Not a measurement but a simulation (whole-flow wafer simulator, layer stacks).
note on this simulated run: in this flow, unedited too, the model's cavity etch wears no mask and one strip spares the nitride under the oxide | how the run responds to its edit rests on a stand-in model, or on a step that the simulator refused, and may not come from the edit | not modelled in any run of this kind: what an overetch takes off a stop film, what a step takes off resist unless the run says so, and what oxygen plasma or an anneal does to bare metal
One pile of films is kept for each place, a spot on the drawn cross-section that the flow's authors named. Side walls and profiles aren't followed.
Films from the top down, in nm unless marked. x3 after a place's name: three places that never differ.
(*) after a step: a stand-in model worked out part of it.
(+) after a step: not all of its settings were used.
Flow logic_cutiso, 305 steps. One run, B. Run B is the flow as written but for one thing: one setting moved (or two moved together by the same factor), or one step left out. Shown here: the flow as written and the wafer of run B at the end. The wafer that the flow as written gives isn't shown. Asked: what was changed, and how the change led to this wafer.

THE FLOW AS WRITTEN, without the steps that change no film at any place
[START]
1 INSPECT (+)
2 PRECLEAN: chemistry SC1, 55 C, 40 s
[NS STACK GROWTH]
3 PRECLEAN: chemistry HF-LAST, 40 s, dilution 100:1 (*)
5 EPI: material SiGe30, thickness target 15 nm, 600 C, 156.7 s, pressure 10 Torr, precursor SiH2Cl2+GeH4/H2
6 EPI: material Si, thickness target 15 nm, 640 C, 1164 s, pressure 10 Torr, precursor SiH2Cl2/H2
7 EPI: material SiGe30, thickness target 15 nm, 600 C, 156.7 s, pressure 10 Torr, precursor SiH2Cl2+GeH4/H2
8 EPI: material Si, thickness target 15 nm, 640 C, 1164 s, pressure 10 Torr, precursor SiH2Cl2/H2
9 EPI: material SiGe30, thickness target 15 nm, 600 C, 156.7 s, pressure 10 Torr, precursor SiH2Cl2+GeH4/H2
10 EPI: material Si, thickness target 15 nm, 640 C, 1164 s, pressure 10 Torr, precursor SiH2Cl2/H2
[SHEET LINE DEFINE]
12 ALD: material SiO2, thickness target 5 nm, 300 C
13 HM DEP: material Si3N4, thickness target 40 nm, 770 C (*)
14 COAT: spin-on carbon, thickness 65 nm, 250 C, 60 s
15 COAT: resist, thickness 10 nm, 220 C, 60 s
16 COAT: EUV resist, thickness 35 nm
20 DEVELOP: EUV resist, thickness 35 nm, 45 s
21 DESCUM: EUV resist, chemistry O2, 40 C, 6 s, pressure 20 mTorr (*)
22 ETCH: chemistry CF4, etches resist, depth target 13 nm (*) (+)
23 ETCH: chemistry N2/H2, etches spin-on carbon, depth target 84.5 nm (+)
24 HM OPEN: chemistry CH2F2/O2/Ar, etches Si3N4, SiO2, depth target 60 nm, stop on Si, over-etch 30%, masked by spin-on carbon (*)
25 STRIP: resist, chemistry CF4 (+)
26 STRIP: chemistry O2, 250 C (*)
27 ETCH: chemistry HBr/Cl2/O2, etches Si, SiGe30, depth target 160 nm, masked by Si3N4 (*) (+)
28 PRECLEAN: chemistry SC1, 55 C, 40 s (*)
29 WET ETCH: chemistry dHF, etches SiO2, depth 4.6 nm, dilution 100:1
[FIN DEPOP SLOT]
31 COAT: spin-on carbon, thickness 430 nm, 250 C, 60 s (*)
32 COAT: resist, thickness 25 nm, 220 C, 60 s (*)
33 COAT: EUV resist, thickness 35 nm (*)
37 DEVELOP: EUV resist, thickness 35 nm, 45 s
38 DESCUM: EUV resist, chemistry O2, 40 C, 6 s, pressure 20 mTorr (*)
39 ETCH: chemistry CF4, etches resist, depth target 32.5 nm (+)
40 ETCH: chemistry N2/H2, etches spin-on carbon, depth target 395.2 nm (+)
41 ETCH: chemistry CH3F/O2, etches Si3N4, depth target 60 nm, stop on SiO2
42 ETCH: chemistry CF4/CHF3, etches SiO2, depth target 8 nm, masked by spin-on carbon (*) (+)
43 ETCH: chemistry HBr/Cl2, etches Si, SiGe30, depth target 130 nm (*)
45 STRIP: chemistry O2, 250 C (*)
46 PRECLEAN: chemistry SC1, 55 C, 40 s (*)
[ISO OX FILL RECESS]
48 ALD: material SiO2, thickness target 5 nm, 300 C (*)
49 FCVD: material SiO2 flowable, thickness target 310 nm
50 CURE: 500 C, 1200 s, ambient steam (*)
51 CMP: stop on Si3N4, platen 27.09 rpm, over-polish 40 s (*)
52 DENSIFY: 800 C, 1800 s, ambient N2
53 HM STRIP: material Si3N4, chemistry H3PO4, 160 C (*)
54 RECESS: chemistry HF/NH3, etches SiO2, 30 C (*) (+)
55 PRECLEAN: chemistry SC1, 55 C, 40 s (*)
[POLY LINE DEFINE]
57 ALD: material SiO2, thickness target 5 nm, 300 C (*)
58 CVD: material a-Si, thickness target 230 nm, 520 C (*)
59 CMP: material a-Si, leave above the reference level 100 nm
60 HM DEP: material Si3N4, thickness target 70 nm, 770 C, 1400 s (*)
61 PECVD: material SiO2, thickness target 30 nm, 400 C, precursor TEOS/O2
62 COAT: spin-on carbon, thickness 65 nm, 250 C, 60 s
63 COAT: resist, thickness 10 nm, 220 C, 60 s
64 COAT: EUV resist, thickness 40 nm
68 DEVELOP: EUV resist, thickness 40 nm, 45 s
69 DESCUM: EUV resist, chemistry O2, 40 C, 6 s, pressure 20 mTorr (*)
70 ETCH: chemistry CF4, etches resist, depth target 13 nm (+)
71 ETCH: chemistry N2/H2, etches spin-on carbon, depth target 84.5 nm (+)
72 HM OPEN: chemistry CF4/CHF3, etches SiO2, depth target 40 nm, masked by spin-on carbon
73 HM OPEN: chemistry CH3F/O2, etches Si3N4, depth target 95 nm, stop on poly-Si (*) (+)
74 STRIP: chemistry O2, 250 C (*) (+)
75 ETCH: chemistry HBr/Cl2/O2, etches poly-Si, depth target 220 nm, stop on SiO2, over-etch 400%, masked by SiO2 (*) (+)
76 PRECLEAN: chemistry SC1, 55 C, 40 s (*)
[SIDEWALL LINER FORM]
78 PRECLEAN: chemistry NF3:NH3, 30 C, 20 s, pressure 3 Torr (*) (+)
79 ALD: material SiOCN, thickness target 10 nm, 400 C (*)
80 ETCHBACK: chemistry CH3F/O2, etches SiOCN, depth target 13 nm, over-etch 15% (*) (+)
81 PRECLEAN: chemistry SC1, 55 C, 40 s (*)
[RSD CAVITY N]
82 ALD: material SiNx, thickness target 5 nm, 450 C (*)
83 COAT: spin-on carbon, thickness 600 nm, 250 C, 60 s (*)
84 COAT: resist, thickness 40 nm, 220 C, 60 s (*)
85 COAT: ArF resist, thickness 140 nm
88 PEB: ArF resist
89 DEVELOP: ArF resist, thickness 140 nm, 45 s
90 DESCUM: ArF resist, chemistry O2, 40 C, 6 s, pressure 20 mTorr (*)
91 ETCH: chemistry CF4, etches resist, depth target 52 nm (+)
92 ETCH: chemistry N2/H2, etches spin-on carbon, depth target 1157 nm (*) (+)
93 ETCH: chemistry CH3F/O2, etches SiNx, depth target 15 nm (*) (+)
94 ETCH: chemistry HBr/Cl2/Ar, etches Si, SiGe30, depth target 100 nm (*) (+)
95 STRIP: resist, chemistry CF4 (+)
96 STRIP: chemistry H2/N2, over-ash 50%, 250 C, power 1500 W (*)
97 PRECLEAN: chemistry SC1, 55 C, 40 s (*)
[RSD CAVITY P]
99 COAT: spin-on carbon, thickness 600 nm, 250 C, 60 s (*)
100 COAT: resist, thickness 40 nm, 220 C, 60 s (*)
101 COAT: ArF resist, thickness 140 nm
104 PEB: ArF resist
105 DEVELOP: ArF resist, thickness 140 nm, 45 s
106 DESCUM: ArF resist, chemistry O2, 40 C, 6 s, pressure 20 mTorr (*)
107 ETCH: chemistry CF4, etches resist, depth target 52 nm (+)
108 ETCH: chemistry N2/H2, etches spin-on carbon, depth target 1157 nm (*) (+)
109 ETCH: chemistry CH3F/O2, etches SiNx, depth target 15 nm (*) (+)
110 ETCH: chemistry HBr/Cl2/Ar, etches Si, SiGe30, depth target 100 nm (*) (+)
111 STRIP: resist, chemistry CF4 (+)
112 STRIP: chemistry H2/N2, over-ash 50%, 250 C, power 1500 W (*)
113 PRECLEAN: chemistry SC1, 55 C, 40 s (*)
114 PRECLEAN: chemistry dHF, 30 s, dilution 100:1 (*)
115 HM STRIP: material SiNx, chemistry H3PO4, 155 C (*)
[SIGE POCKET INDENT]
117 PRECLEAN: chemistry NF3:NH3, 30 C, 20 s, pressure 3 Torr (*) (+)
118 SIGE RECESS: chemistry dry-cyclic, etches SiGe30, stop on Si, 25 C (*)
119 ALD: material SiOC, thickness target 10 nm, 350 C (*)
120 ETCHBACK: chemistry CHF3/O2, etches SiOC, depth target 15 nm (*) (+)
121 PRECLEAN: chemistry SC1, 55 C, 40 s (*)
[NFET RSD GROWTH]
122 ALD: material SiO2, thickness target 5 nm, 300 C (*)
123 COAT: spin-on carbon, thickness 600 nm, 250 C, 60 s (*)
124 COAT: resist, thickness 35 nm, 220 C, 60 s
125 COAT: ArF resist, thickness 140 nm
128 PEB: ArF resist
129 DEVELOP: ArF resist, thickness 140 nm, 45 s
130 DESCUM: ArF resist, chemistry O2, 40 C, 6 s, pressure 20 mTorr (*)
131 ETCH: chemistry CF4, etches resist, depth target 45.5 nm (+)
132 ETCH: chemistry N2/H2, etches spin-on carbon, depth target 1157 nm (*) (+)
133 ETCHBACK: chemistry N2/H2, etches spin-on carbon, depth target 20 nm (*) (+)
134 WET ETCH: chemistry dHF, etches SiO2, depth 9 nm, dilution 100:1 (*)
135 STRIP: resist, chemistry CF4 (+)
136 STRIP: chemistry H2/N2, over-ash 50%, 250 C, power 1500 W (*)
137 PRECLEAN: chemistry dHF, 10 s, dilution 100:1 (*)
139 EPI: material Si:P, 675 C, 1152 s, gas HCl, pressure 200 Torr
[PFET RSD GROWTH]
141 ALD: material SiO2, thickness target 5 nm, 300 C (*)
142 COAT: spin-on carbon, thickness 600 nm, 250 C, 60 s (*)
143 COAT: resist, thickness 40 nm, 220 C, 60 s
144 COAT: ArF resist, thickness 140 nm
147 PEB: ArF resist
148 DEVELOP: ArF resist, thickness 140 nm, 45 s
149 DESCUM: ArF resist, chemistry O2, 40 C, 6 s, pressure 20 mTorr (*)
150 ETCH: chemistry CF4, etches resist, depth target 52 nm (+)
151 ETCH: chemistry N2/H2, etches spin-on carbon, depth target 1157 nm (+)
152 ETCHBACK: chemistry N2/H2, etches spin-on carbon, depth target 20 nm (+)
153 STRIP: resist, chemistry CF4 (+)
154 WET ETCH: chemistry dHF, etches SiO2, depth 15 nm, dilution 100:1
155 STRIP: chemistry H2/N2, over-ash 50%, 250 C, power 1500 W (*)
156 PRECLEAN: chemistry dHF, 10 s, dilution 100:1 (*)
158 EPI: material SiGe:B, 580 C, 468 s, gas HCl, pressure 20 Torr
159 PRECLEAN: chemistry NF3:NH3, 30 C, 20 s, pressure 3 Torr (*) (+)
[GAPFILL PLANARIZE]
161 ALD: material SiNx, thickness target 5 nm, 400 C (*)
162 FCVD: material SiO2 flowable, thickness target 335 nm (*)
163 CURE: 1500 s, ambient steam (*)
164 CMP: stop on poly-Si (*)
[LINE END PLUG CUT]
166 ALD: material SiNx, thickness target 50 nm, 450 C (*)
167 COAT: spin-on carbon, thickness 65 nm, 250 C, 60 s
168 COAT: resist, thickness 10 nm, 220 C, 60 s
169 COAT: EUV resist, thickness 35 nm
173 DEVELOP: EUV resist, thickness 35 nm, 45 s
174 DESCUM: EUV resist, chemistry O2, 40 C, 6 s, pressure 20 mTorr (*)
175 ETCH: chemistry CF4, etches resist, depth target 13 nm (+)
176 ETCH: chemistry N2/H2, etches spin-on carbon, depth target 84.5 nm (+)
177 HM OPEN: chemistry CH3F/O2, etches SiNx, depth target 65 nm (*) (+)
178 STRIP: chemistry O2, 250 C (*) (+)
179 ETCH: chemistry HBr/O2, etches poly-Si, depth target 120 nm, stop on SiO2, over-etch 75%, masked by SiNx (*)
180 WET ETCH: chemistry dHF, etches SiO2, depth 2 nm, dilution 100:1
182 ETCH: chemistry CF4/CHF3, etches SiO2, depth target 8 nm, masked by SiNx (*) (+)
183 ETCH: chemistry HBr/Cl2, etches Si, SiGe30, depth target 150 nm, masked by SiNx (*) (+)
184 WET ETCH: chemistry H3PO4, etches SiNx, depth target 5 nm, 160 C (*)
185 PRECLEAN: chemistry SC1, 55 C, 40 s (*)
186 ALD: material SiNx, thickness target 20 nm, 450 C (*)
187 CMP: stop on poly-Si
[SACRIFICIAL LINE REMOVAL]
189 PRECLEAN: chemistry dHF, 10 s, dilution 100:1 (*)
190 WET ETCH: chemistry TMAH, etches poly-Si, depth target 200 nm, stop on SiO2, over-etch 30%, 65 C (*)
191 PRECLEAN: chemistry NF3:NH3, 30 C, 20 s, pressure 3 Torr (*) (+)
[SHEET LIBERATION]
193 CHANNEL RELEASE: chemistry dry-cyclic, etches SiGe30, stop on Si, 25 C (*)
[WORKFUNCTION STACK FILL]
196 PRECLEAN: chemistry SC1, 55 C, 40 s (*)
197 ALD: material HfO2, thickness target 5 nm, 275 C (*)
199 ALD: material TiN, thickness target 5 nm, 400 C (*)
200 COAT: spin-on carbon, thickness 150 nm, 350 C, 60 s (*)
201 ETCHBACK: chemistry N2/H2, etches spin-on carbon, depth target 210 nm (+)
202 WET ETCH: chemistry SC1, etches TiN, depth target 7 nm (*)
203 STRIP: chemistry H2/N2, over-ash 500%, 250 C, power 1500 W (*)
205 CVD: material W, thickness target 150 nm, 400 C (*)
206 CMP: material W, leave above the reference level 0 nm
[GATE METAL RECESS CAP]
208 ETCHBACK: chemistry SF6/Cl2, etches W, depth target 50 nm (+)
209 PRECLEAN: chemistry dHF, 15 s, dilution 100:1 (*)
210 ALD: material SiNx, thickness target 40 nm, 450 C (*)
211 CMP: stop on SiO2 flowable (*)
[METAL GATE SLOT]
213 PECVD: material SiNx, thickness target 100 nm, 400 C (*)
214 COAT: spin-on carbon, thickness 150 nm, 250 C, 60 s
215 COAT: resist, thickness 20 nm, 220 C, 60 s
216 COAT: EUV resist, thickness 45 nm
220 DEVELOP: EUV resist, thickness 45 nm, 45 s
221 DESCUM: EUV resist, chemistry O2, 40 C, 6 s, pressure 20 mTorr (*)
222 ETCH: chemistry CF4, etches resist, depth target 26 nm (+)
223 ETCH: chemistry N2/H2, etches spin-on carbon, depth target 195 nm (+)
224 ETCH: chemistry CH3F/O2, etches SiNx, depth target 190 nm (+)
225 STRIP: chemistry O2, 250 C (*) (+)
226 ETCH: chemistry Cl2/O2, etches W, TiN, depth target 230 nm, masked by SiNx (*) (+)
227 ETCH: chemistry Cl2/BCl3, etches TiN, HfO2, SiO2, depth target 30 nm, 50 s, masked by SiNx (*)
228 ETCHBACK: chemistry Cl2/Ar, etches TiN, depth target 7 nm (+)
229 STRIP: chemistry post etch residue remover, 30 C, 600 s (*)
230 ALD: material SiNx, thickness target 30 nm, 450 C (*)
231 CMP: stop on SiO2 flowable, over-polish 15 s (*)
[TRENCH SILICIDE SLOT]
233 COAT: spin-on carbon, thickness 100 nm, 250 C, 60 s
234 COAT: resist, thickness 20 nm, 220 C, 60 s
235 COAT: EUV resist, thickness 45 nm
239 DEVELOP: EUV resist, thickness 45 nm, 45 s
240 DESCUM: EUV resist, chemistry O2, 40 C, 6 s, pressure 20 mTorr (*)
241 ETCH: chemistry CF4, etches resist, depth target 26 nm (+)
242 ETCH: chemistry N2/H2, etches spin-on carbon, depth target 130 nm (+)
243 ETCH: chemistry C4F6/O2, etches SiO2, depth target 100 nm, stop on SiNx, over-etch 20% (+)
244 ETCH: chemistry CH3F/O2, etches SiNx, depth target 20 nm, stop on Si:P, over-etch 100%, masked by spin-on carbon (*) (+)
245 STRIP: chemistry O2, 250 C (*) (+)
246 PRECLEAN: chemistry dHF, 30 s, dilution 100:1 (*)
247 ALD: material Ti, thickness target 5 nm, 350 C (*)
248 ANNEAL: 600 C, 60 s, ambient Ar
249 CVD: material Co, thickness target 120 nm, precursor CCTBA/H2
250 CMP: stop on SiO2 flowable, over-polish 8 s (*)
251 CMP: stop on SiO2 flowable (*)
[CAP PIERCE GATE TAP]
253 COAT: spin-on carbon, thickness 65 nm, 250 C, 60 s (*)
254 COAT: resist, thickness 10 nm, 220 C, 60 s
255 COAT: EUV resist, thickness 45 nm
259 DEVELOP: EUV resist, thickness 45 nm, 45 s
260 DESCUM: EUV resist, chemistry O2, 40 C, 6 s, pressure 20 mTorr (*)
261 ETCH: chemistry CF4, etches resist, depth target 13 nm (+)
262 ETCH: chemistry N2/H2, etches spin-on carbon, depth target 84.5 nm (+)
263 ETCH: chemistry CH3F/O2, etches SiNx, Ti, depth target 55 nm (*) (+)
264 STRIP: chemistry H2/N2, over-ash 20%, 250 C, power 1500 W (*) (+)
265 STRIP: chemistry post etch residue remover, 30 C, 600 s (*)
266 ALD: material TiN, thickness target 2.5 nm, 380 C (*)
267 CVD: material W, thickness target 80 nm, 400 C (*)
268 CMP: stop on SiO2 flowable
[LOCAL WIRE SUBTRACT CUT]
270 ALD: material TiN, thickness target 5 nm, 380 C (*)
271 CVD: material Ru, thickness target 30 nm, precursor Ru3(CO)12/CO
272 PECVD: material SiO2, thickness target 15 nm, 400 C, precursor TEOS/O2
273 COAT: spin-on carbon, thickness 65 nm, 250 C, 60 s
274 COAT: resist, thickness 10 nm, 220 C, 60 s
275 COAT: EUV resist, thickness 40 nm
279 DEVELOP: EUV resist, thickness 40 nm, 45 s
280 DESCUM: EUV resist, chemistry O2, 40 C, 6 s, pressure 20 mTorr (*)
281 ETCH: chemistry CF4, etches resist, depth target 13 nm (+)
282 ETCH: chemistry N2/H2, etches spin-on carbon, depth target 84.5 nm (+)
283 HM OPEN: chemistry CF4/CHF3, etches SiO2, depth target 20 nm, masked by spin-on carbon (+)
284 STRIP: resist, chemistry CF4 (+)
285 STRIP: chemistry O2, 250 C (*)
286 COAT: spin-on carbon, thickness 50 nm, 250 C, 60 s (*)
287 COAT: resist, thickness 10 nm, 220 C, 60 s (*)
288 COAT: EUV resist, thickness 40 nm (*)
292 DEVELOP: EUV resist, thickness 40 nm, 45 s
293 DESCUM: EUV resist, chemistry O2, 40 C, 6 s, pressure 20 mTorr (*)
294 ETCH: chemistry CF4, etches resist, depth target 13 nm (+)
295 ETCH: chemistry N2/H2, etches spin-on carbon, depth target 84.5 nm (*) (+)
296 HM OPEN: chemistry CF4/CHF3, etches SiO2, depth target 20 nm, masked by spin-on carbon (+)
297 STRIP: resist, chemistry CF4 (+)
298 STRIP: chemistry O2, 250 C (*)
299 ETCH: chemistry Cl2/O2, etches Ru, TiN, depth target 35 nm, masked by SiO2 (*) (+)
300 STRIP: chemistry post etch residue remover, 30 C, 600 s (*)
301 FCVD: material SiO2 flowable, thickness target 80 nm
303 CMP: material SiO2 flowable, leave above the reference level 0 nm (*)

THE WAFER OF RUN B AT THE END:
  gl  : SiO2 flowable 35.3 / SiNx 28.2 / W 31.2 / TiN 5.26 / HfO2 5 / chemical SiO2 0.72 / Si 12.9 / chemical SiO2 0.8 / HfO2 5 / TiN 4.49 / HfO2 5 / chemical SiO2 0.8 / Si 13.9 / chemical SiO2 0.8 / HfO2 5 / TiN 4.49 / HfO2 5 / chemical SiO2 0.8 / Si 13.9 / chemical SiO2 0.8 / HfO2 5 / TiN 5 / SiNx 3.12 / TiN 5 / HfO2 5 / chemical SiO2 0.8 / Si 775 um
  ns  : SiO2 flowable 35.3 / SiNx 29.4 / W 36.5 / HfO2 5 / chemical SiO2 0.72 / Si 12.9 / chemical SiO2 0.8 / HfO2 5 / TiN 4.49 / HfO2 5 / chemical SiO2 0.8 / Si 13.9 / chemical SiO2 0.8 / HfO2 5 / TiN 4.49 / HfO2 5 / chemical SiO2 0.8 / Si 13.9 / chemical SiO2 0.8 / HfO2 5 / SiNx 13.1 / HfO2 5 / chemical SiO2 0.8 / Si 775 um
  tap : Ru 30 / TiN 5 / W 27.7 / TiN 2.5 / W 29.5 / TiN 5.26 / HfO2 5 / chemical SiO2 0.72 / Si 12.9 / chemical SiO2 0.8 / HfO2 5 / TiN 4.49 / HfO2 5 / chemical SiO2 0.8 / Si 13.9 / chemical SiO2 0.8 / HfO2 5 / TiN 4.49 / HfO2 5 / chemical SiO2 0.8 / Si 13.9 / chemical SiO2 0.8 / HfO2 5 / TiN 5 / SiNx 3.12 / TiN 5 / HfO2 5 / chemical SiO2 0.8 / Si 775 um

The cause: step 5, EPI: thickness target 23.6 nm was run, where the flow has thickness target 15 nm; step 5, EPI: 246.8 s was run, where the flow has 156.7 s.

How the change led to this, step by step:
  5 EPI: material SiGe30, thickness target 15 nm, 600 C, 156.7 s, pressure 10 Torr, precursor SiH2Cl2+GeH4/H2
      depop, dpovl, gfld and 19 more: SiGe30 +23.6 (new film) (as written it would be: SiGe30 +15 (new film))
  27 ETCH: chemistry HBr/Cl2/O2, etches Si, SiGe30, depth target 160 nm, masked by Si3N4 (*) (+)
      gfld, gxf, iso, lnri: chemical SiO2 -0.79 (all of it), Si -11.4 (all of it), SiGe30 -15 (all of it), Si -15 (all of it), SiGe30 -15 (all of it), Si -15 (all of it), SiGe30 -23.6 (all of it), Si -65 (as written it would be: chemical SiO2 -0.79 (all of it), Si -11.4 (all of it), SiGe30 -15 (all of it), Si -15 (all of it), SiGe30 -15 (all of it), Si -15 (all of it), SiGe30 -15 (all of it), Si -73.6)
      dpovl, nsgap: chemical SiO2 -0.79 (all of it), Si -11.8 (all of it), SiGe30 -15 (all of it), Si -15 (all of it), SiGe30 -15 (all of it), Si -15 (all of it), SiGe30 -23.6 (all of it), Si -64.6 (as written it would be: chemical SiO2 -0.79 (all of it), Si -11.8 (all of it), SiGe30 -15 (all of it), Si -15 (all of it), SiGe30 -15 (all of it), Si -15 (all of it), SiGe30 -15 (all of it), Si -73.2)
      (and at 1 more place)
  43 ETCH: chemistry HBr/Cl2, etches Si, SiGe30, depth target 130 nm (*)
      depop: Si -14 (all of it), SiGe30 -15 (all of it), Si -15 (all of it), SiGe30 -15 (all of it), Si -15 (all of it), SiGe30 -23.6 (all of it), Si -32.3 (as written it would be: Si -14 (all of it), SiGe30 -15 (all of it), Si -15 (all of it), SiGe30 -15 (all of it), Si -15 (all of it), SiGe30 -15 (all of it), Si -41)
  94 ETCH: chemistry HBr/Cl2/Ar, etches Si, SiGe30, depth target 100 nm (*) (+)
      rsdn, rsdx: chemical SiO2 -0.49 (all of it), Si -12.8 (all of it), SiGe30 -15 (all of it), Si -15 (all of it), SiGe30 -15 (all of it), Si -15 (all of it), SiGe30 -23.6 (all of it), Si -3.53 (as written it would be: chemical SiO2 -0.49 (all of it), Si -12.8 (all of it), SiGe30 -15 (all of it), Si -15 (all of it), SiGe30 -15 (all of it), Si -15 (all of it), SiGe30 -15 (all of it), Si -12.2)
  110 ETCH: chemistry HBr/Cl2/Ar, etches Si, SiGe30, depth target 100 nm (*) (+)
      rsdp, rsdw: chemical SiO2 -0.49 (all of it), Si -12.8 (all of it), SiGe30 -15 (all of it), Si -15 (all of it), SiGe30 -15 (all of it), Si -15 (all of it), SiGe30 -23.6 (all of it), Si -3.53 (as written it would be: chemical SiO2 -0.49 (all of it), Si -12.8 (all of it), SiGe30 -15 (all of it), Si -15 (all of it), SiGe30 -15 (all of it), Si -15 (all of it), SiGe30 -15 (all of it), Si -12.2)
  118 SIGE RECESS: chemistry dry-cyclic, etches SiGe30, stop on Si, 25 C (*)
      lnr, lnrp, lnrt: SiOCN -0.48, Si -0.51, cavity +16 (new film), SiGe30 -15 (all of it), Si -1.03, cavity +16 (new film), SiGe30 -15 (all of it), Si -1.03, cavity +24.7 (new film), SiGe30 -23.6 (all of it), Si -0.51 (as written it would be: SiOCN -0.48, Si -0.51, cavity +16 (new film), SiGe30 -15 (all of it), Si -1.03, cavity +16 (new film), SiGe30 -15 (all of it), Si -1.03, cavity +16 (new film), SiGe30 -15 (all of it), Si -0.51)
  119 ALD: material SiOC, thickness target 10 nm, 350 C (*)
      lnr, lnrp, lnrt: SiOC +10 (new film), SiOC +16 (new film), cavity -16 (all of it), SiOC +16 (new film), cavity -16 (all of it), SiOC +24.7 (new film), cavity -24.7 (all of it) (as written it would be: SiOC +10 (new film), SiOC +16 (new film), cavity -16 (all of it), SiOC +16 (new film), cavity -16 (all of it), SiOC +16 (new film), cavity -16 (all of it))
  183 ETCH: chemistry HBr/Cl2, etches Si, SiGe30, depth target 150 nm, masked by SiNx (*) (+)
      plug: Si -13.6 (all of it), SiGe30 -15 (all of it), Si -15 (all of it), SiGe30 -15 (all of it), Si -15 (all of it), SiGe30 -23.6 (all of it), Si -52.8 (as written it would be: Si -13.6 (all of it), SiGe30 -15 (all of it), Si -15 (all of it), SiGe30 -15 (all of it), Si -15 (all of it), SiGe30 -15 (all of it), Si -61.4)
  193 CHANNEL RELEASE: chemistry dry-cyclic, etches SiGe30, stop on Si, 25 C (*)
      gl, glp, gxn, gxp, ns, tap: chemical SiO2 +0.8 (new film), Si -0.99, chemical SiO2 +0.8 (new film), cavity +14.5 (new film), chemical SiO2 +0.8 (new film), SiGe30 -15 (all of it), Si -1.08, chemical SiO2 +0.8 (new film), cavity +14.5 (new film), chemical SiO2 +0.8 (new film), SiGe30 -15 (all of it), Si -1.08, chemical SiO2 +0.8 (new film), cavity +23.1 (new film), chemical SiO2 +0.8 (new film), SiGe30 -23.6 (all of it), Si -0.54 (as written it would be: chemical SiO2 +0.8 (new film), Si -0.99, chemical SiO2 +0.8 (new film), cavity +14.5 (new film), chemical SiO2 +0.8 (new film), SiGe30 -15 (all of it), Si -1.08, chemical SiO2 +0.8 (new film), cavity +14.5 (new film), chemical SiO2 +0.8 (new film), SiGe30 -15 (all of it), Si -1.08, chemical SiO2 +0.8 (new film), cavity +14.5 (new film), chemical SiO2 +0.8 (new film), SiGe30 -15 (all of it), Si -0.54)
  199 ALD: material TiN, thickness target 5 nm, 400 C (*)
      gl, glp, tap: TiN +5.26 (new film), TiN +4.49 (new film), cavity -4.49 (all of it), TiN +4.49 (new film), cavity -4.49 (all of it), TiN +5 (new film), cavity -10, TiN +5 (new film) (as written it would be: TiN +5.26 (new film), TiN +4.49 (new film), cavity -4.49 (all of it), TiN +4.49 (new film), cavity -4.49 (all of it), TiN +4.49 (new film), cavity -4.49 (all of it))
      gxn, gxp, ns: TiN +5 (new film), TiN +4.49 (new film), cavity -4.49 (all of it), TiN +4.49 (new film), cavity -4.49 (all of it), TiN +5 (new film), cavity -10, TiN +5 (new film) (as written it would be: TiN +5 (new film), TiN +4.49 (new film), cavity -4.49 (all of it), TiN +4.49 (new film), cavity -4.49 (all of it), TiN +4.49 (new film), cavity -4.49 (all of it))
  202 WET ETCH: chemistry SC1, etches TiN, depth target 7 nm (*)
      ns: TiN -5 (all of it), TiN -5 (all of it), cavity +10, TiN -5 (all of it) (as written it would be: TiN -5 (all of it))
  210 ALD: material SiNx, thickness target 40 nm, 450 C (*)
      gl, glp, gxn, gxp, tap: SiNx +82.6 (new film), SiNx +3.12 (new film), cavity -3.12 (all of it) (as written it would be: SiNx +82.6 (new film))
      ns: SiNx +40 (new film), SiNx +13.1 (new film), cavity -13.1 (all of it) (as written it would be: SiNx +40 (new film))
Counting metal films that touch as one body, gl has 5 bodies (between them, from the top down: HfO2 5 / chemical SiO2 0.72 / Si 12.9 / chemical SiO2 0.8 / HfO2 5; HfO2 5 / chemical SiO2 0.8 / Si 13.9 / chemical SiO2 0.8 / HfO2 5; HfO2 5 / chemical SiO2 0.8 / Si 13.9 / chemical SiO2 0.8 / HfO2 5; SiNx 3.12); the flow as written gives 4 bodies (between them, from the top down: HfO2 5 / chemical SiO2 0.72 / Si 12.9 / chemical SiO2 0.8 / HfO2 5; HfO2 5 / chemical SiO2 0.8 / Si 13.9 / chemical SiO2 0.8 / HfO2 5; HfO2 5 / chemical SiO2 0.8 / Si 13.9 / chemical SiO2 0.8 / HfO2 5).
Counting metal films that touch as one body, ns has 3 bodies (between them, from the top down: HfO2 5 / chemical SiO2 0.72 / Si 12.9 / chemical SiO2 0.8 / HfO2 5; HfO2 5 / chemical SiO2 0.8 / Si 13.9 / chemical SiO2 0.8 / HfO2 5); the flow as written gives 4 bodies (between them, from the top down: HfO2 5 / chemical SiO2 0.72 / Si 12.9 / chemical SiO2 0.8 / HfO2 5; HfO2 5 / chemical SiO2 0.8 / Si 13.9 / chemical SiO2 0.8 / HfO2 5; HfO2 5 / chemical SiO2 0.8 / Si 13.9 / chemical SiO2 0.8 / HfO2 5).
Counting metal films that touch as one body, tap has 5 bodies (between them, from the top down: HfO2 5 / chemical SiO2 0.72 / Si 12.9 / chemical SiO2 0.8 / HfO2 5; HfO2 5 / chemical SiO2 0.8 / Si 13.9 / chemical SiO2 0.8 / HfO2 5; HfO2 5 / chemical SiO2 0.8 / Si 13.9 / chemical SiO2 0.8 / HfO2 5; SiNx 3.12); the flow as written gives 4 bodies (between them, from the top down: HfO2 5 / chemical SiO2 0.72 / Si 12.9 / chemical SiO2 0.8 / HfO2 5; HfO2 5 / chemical SiO2 0.8 / Si 13.9 / chemical SiO2 0.8 / HfO2 5; HfO2 5 / chemical SiO2 0.8 / Si 13.9 / chemical SiO2 0.8 / HfO2 5).
